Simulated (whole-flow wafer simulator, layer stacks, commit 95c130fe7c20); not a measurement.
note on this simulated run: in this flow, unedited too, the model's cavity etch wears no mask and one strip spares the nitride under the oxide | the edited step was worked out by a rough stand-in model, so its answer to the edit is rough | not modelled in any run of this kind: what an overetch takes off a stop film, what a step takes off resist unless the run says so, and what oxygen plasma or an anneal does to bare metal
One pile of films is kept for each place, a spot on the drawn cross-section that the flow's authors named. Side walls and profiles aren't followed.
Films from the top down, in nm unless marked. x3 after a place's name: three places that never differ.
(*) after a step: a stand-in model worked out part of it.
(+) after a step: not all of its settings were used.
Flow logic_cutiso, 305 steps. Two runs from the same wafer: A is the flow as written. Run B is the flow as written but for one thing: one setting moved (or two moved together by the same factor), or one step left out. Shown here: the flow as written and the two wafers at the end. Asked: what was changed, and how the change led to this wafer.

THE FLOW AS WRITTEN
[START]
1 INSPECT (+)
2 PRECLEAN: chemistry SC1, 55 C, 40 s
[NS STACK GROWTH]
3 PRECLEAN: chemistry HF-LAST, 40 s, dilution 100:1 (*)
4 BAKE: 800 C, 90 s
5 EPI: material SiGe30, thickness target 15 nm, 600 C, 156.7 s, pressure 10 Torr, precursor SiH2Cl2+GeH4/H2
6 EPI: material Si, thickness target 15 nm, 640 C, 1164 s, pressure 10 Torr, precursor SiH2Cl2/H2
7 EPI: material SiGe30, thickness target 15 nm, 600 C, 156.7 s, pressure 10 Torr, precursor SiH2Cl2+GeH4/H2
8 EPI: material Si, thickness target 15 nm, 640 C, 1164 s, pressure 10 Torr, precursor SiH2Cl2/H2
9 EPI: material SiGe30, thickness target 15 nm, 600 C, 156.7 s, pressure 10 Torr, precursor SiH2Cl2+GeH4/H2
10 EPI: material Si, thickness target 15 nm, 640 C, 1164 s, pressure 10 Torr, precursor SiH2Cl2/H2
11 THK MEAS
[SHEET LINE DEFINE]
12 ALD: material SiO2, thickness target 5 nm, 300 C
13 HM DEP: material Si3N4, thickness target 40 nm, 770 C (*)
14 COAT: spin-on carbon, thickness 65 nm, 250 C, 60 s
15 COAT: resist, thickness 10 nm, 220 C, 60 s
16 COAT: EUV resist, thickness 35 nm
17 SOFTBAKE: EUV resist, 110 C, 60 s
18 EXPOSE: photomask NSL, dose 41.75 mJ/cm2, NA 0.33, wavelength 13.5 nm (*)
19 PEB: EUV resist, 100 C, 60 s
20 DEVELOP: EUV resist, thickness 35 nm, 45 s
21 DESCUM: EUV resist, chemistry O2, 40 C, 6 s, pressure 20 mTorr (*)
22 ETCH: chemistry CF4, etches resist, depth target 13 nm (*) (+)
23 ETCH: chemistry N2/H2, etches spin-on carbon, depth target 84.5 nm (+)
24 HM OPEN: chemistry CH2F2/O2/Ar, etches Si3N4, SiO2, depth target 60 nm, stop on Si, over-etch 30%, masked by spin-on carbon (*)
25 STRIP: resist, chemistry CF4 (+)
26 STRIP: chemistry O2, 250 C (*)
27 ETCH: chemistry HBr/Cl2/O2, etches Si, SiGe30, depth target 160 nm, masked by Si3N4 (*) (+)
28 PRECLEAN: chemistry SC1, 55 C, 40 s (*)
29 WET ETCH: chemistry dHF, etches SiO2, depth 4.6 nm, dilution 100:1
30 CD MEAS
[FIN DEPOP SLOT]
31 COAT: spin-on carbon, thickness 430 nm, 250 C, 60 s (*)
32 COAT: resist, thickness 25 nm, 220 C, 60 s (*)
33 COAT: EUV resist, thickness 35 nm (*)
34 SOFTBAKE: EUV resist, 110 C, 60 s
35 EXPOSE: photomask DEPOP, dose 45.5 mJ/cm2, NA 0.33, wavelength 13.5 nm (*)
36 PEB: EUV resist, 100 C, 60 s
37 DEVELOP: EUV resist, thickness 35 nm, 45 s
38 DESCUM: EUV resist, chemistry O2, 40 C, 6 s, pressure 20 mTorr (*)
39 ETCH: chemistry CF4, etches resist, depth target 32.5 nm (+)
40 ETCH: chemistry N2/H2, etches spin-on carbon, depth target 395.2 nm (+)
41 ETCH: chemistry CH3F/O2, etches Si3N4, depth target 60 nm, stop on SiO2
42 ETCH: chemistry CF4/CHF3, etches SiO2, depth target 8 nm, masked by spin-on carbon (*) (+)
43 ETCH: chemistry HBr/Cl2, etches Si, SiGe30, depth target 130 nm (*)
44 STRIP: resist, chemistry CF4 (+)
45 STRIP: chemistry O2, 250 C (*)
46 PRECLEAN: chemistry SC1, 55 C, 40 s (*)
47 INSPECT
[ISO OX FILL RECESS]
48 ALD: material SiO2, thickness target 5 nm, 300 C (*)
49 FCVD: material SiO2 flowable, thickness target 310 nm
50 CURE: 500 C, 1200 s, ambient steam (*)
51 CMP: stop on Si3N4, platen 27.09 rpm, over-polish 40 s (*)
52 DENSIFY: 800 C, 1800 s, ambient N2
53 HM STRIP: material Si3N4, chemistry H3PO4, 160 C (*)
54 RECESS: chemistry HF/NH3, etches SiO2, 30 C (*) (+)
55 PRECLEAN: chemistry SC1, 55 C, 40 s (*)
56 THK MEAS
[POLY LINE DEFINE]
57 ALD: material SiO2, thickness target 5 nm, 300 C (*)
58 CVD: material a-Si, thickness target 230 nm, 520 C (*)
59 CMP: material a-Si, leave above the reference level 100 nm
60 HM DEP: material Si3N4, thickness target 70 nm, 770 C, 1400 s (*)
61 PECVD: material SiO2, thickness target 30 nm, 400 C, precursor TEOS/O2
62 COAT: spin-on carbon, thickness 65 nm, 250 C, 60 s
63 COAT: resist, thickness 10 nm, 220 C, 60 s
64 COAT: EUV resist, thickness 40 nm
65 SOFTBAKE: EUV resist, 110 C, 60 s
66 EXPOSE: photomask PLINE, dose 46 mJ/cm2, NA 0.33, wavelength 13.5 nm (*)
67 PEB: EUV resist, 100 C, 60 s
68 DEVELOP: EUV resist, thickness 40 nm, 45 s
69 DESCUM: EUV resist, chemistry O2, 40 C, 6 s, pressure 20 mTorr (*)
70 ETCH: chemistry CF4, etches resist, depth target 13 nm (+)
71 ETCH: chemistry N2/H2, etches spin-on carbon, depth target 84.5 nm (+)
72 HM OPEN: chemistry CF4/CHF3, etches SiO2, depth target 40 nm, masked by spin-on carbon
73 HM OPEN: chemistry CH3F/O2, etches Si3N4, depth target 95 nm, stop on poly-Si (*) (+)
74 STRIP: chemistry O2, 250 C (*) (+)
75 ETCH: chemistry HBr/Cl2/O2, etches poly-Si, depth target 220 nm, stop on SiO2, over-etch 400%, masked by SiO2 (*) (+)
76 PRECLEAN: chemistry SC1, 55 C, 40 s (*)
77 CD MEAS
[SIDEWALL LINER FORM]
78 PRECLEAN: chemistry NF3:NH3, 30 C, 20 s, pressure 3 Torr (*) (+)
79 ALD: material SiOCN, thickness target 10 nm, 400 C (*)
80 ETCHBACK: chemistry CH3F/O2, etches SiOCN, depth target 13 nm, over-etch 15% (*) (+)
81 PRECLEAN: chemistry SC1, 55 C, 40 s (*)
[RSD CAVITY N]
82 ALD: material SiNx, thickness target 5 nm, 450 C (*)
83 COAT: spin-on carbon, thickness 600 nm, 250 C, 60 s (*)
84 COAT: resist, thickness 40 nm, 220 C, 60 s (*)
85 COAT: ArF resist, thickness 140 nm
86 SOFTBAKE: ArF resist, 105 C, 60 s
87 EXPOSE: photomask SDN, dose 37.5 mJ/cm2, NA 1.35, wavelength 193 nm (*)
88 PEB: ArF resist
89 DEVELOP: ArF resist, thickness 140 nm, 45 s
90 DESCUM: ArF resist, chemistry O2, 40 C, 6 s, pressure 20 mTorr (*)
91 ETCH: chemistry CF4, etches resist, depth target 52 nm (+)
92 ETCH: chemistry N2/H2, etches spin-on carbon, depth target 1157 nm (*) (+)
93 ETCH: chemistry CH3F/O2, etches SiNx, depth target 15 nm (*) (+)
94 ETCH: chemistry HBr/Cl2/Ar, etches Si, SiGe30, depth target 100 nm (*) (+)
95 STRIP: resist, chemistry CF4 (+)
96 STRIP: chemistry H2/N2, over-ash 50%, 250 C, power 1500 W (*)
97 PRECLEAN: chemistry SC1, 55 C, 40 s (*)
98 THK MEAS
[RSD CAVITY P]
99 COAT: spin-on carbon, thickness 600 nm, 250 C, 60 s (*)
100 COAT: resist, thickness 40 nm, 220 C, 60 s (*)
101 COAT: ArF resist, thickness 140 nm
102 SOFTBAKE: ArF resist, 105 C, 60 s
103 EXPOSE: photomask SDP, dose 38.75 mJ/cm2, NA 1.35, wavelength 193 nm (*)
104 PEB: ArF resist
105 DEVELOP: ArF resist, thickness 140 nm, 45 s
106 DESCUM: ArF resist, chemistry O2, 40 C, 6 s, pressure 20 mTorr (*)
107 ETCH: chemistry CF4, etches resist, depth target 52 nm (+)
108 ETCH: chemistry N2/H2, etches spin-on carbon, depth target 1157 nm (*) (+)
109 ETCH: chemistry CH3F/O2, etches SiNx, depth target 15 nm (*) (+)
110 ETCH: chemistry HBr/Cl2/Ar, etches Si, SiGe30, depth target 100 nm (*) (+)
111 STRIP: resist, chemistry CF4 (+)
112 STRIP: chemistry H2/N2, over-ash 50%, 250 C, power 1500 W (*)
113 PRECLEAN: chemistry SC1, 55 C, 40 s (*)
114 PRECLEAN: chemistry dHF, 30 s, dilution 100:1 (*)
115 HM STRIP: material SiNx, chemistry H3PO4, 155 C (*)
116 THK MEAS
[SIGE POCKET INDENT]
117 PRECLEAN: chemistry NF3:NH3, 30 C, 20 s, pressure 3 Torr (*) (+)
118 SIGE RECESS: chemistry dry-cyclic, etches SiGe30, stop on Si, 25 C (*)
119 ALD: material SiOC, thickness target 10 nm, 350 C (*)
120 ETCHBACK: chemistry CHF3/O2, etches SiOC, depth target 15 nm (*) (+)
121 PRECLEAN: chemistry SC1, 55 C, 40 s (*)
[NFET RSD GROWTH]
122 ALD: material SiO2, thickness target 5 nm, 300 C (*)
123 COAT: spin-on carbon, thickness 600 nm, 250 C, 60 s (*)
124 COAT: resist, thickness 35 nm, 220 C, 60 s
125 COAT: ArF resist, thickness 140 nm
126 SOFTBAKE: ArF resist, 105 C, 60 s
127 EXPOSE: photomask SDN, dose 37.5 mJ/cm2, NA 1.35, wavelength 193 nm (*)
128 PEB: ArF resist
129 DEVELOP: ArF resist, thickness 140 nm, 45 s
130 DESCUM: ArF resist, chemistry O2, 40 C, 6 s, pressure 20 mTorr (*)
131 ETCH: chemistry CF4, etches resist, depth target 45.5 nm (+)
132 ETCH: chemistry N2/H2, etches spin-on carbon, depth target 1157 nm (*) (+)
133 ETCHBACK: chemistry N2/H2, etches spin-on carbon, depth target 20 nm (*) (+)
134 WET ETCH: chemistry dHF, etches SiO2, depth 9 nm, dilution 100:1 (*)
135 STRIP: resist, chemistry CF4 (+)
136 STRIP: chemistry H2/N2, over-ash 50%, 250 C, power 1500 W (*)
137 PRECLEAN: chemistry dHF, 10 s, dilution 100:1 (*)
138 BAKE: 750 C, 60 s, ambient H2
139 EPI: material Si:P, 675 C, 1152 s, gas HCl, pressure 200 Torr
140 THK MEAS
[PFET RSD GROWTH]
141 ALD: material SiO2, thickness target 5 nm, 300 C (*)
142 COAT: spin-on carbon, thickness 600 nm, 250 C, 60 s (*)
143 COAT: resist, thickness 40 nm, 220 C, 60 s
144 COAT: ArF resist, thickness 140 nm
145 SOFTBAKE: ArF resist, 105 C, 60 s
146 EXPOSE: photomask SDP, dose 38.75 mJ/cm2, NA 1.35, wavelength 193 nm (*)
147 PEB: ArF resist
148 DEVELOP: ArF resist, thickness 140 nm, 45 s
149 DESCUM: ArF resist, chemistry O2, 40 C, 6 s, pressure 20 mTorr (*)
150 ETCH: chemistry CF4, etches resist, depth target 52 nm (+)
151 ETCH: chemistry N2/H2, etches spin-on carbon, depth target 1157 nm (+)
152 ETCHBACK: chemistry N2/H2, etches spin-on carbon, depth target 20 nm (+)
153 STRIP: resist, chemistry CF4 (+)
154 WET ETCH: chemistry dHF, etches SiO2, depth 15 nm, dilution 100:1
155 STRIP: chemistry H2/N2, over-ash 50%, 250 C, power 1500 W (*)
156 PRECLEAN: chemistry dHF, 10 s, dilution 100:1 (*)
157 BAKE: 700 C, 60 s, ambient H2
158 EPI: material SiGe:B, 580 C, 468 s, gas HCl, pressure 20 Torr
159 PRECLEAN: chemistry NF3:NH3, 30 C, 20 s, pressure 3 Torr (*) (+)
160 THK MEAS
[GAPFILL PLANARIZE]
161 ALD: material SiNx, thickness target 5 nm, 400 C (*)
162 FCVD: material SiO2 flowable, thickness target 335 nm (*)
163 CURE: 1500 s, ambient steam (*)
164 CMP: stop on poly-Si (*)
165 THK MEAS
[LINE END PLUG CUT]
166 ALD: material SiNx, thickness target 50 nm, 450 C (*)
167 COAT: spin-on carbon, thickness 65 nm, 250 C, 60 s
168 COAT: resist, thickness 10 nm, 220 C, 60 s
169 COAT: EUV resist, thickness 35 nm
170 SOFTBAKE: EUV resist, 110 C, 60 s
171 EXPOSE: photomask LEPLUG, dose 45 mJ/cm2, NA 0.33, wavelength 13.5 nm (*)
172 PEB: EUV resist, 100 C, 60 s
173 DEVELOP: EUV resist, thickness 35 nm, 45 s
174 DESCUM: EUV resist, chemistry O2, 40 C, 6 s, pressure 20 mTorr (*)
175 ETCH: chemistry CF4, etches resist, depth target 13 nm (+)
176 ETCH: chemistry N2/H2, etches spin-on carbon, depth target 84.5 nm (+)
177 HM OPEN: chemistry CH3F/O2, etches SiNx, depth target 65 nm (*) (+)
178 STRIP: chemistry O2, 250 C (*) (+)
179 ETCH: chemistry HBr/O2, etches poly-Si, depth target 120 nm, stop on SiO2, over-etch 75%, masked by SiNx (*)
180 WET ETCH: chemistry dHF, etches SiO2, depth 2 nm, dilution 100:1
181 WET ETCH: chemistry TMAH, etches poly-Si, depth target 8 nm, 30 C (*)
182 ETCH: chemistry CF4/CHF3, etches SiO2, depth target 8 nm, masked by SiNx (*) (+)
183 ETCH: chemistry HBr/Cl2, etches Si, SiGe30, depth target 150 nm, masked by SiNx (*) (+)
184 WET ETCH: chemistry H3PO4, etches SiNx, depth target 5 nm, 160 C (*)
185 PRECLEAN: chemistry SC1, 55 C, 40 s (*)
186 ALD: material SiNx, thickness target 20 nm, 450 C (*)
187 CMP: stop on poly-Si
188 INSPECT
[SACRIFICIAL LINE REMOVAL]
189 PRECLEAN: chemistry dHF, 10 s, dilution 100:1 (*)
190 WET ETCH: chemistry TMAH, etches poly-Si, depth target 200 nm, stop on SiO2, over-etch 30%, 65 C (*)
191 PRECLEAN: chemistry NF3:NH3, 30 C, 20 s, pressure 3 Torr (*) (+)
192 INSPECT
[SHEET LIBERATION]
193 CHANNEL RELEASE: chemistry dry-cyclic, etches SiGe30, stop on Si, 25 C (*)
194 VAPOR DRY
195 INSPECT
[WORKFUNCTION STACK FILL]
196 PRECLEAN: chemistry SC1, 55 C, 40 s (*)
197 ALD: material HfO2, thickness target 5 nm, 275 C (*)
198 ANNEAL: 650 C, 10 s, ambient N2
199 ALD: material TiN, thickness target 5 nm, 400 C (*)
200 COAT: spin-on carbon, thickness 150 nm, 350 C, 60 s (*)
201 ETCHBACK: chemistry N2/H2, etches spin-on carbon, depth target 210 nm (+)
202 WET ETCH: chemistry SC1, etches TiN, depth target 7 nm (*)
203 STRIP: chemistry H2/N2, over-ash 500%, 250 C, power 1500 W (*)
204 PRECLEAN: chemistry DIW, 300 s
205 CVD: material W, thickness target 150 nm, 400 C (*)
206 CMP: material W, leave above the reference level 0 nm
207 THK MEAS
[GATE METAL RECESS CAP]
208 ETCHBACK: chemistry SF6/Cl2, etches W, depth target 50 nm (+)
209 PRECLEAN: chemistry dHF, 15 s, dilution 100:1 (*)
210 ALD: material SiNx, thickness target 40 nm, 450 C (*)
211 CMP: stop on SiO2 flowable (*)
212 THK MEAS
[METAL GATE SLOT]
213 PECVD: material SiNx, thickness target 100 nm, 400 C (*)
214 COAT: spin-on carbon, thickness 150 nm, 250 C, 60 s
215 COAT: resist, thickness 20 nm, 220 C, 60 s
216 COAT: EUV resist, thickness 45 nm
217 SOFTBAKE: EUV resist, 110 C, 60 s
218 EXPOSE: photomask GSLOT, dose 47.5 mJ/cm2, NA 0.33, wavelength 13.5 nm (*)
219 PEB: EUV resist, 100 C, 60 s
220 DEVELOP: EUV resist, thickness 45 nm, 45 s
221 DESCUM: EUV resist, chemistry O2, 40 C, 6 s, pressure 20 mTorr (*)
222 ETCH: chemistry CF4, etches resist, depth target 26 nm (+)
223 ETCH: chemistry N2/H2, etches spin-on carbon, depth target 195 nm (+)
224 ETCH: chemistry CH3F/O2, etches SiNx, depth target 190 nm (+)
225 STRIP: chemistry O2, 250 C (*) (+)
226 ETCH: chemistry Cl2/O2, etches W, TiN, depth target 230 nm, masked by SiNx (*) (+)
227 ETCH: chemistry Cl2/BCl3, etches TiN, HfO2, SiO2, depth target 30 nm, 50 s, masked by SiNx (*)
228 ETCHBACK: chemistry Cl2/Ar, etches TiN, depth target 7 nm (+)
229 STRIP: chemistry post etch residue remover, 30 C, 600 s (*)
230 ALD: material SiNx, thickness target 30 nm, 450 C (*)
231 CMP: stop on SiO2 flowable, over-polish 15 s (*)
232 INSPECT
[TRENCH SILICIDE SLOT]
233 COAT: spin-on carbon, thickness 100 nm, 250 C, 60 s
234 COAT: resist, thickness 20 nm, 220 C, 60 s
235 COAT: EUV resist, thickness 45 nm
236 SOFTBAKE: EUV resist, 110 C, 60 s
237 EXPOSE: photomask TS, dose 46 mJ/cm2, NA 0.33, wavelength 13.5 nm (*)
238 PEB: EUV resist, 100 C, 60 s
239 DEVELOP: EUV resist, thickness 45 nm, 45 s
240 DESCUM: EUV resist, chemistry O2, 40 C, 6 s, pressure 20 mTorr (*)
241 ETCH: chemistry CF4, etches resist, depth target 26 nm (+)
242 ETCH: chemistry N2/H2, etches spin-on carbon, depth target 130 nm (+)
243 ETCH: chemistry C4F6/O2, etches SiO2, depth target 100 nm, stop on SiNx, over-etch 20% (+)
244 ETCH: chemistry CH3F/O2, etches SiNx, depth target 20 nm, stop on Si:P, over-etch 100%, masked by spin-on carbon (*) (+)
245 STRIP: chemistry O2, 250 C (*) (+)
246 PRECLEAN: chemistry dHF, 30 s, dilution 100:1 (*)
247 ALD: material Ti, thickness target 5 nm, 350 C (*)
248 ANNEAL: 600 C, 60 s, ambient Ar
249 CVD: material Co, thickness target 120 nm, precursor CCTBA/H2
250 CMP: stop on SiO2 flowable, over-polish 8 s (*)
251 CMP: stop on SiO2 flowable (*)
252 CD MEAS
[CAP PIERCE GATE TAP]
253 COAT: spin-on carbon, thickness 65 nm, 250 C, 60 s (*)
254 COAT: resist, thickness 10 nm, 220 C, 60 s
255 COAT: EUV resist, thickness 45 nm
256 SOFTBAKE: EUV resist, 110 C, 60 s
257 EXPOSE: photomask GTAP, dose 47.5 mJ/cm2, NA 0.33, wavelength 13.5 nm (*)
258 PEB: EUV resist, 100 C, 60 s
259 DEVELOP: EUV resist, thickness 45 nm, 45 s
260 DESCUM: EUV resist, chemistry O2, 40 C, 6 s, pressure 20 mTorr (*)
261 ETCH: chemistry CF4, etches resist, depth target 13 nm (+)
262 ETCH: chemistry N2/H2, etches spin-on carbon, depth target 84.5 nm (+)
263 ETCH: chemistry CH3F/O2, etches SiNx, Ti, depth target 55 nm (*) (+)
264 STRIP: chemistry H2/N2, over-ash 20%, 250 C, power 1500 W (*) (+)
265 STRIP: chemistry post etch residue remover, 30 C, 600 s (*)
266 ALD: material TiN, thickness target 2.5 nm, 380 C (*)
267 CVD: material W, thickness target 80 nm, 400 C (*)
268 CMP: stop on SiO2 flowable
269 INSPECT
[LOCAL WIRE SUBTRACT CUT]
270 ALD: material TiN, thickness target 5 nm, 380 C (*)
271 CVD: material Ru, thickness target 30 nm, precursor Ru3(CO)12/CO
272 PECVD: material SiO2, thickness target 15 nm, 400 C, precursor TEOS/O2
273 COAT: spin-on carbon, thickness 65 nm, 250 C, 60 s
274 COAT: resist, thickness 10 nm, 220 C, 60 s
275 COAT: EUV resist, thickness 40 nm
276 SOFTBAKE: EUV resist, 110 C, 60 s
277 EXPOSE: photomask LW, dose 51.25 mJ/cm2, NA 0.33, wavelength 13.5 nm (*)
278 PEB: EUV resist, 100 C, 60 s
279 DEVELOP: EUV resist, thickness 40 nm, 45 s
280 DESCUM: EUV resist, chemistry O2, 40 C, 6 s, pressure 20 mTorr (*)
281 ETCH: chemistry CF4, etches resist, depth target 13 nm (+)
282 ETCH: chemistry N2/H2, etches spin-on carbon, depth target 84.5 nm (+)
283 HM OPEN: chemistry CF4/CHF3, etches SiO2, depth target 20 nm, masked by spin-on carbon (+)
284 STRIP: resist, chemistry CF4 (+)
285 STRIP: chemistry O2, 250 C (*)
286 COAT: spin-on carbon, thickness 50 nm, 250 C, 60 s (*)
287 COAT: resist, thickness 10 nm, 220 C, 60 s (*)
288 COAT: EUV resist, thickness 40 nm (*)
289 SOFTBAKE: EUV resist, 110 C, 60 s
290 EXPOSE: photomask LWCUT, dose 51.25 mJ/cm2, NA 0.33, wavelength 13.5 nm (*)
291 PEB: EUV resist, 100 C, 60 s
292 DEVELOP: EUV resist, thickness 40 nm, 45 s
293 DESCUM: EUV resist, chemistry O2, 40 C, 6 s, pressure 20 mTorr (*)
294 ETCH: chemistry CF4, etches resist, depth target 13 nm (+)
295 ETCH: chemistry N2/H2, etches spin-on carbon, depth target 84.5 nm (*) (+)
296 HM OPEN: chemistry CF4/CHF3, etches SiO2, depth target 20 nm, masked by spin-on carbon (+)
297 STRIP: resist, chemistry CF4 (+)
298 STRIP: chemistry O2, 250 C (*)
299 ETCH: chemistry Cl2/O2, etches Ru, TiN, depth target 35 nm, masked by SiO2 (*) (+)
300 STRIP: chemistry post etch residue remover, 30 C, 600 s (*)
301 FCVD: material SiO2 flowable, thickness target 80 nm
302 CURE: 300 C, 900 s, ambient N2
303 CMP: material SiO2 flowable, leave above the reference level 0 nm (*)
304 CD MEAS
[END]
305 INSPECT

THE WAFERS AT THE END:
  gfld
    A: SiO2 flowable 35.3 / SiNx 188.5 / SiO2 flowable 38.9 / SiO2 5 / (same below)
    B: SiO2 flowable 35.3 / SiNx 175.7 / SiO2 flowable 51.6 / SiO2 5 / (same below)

The cause: step 226, ETCH: depth target 115 nm was run, where the flow has depth target 230 nm.

How the change led to this, step by step:
  226 ETCH: chemistry Cl2/O2, etches W, TiN, depth target 230 nm, masked by SiNx (*) (+)
      gfld: A W -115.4 (all of it), TiN -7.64 (all of it), HfO2 -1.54 | B W -115
      depop, dpovl, gl and 18 more: A SiNx -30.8 | B SiNx -19.2
  227 ETCH: chemistry Cl2/BCl3, etches TiN, HfO2, SiO2, depth target 30 nm, 50 s, masked by SiNx (*)
      gfld: A HfO2 -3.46 (all of it), SiO2 flowable -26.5 | B W -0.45 (all of it), TiN -7.64 (all of it), HfO2 -5 (all of it), SiO2 flowable -13.8
  231 CMP: stop on SiO2 flowable, over-polish 15 s (*)
      depop, dpovl, gfld and 10 more: A SiNx -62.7 | B SiNx -74.3
      lnr, lnri, lnrp, lnrt: A SiNx -61 (all of it), SiOCN -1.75 | B SiNx -72.6 (all of it), SiOCN -1.75
      (and at 5 more places)
